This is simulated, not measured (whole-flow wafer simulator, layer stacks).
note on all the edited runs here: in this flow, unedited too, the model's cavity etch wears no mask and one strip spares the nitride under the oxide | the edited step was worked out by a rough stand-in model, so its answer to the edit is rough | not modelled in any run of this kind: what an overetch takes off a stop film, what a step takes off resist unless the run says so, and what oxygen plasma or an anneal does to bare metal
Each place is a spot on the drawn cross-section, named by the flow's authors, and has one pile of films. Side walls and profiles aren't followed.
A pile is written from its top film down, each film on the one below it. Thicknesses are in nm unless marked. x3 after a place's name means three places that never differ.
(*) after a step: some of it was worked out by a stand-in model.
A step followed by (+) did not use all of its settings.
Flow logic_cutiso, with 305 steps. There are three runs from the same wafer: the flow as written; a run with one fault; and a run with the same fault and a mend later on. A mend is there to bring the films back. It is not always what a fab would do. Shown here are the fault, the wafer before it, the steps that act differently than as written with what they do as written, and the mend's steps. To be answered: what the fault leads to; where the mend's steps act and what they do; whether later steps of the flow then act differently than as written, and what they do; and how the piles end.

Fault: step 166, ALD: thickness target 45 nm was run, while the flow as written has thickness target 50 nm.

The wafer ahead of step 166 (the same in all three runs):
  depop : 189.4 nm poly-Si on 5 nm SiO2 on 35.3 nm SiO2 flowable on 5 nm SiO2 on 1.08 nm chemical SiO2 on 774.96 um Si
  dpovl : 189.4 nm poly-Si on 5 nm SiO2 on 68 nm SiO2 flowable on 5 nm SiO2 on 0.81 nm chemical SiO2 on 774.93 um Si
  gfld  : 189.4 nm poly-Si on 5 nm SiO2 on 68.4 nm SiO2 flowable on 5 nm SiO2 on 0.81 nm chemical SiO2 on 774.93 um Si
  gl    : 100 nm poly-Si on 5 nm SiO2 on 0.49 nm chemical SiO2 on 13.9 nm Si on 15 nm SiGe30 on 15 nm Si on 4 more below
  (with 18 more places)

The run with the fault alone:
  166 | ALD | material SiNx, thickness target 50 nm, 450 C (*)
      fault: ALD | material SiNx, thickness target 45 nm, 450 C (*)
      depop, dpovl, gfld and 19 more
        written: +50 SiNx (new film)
        fault: +45 SiNx (new film)
  Steps later in the flow that act otherwise than as written (15 more steps, not shown, differ only slightly: by at most 2% or 0.5 nm, whichever is larger):
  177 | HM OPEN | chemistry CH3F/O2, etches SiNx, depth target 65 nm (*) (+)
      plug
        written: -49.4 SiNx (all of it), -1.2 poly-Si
        fault: -44.4 SiNx (all of it), -1.58 poly-Si
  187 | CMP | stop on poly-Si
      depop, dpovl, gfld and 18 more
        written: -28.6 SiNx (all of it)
        fault: -23.6 SiNx (all of it)
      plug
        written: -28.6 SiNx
        fault: -23.6 SiNx
  The piles end only slightly different from the flow's at the places that both follow, by no more than 2% or 0.5 nm, whichever is larger.

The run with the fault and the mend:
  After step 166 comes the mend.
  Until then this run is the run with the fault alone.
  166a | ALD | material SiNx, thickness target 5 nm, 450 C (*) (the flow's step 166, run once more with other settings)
      depop, dpovl, gfld and 19 more
        +5 SiNx
  None of the later steps of the flow acts differently than as written at any place that is followed.
  The piles end the same as the flow's at every place that both follow.
